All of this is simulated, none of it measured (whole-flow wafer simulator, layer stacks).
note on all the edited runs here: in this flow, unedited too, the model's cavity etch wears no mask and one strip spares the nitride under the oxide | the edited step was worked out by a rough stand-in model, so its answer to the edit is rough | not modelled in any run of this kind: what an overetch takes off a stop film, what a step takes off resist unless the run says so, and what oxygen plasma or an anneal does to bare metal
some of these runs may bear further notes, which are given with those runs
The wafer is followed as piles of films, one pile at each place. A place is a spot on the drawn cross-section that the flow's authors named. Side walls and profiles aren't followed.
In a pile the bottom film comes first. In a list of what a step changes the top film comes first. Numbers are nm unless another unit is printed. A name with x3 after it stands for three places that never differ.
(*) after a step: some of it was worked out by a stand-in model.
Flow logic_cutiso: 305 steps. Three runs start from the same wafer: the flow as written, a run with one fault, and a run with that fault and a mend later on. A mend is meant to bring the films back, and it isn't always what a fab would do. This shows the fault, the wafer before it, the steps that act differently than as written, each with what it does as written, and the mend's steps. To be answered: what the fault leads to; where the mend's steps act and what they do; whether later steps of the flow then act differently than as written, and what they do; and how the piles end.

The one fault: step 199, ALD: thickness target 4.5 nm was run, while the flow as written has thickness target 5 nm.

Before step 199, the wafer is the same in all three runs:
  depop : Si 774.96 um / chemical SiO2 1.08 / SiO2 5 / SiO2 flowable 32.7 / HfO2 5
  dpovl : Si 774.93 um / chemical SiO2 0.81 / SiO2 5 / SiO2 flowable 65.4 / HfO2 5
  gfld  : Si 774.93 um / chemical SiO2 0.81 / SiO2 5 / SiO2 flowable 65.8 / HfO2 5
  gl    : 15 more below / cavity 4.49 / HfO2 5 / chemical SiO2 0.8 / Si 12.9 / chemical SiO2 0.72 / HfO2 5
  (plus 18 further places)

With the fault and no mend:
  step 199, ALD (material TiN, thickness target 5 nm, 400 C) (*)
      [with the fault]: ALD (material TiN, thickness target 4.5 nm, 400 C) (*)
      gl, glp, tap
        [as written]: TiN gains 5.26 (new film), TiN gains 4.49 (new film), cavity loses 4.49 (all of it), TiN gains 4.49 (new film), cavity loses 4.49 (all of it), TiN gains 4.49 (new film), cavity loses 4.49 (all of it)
        [with the fault]: TiN gains 4.5 (new film), TiN gains 4.49 (new film), cavity loses 4.49 (all of it), TiN gains 4.49 (new film), cavity loses 4.49 (all of it), TiN gains 4.49 (new film), cavity loses 4.49 (all of it)
  Steps further on in the flow that do not act as written (8 more steps, not shown, differ only slightly: by at most 2% or 0.5 nm, whichever is larger):
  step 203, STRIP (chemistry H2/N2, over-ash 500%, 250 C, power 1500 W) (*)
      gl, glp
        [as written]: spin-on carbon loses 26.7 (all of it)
        [with the fault]: spin-on carbon loses 25.5 (all of it)
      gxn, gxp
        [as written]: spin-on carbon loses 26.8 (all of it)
        [with the fault]: spin-on carbon loses 25.2 (all of it)
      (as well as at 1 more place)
  At gl, glp, tap, the piles at the end differ from the flow's by more than 2% or 0.5 nm, whichever is larger.
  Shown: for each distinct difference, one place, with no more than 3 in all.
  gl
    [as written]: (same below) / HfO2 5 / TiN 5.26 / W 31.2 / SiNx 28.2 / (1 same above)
    [with the fault]: (same below) / HfO2 5 / TiN 4.5 / W 32 / SiNx 28.2 / (1 same above)
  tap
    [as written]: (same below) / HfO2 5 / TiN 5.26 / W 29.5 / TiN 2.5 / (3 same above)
    [with the fault]: (same below) / HfO2 5 / TiN 4.5 / W 30.3 / TiN 2.5 / (3 same above)

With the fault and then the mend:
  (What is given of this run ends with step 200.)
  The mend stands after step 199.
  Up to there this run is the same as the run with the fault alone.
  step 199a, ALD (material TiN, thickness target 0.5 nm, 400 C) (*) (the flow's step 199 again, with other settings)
      depop, dpovl, gfld and 19 more
        TiN gains 0.5
  None of the later steps of the flow up to step 200 differs from how it acts as written, at any place that is followed, by more than 2% or 0.5 nm, whichever is larger.
  The piles after step 200 are only slightly different from the flow's at the places that both follow, by no more than 2% or 0.5 nm, whichever is larger.
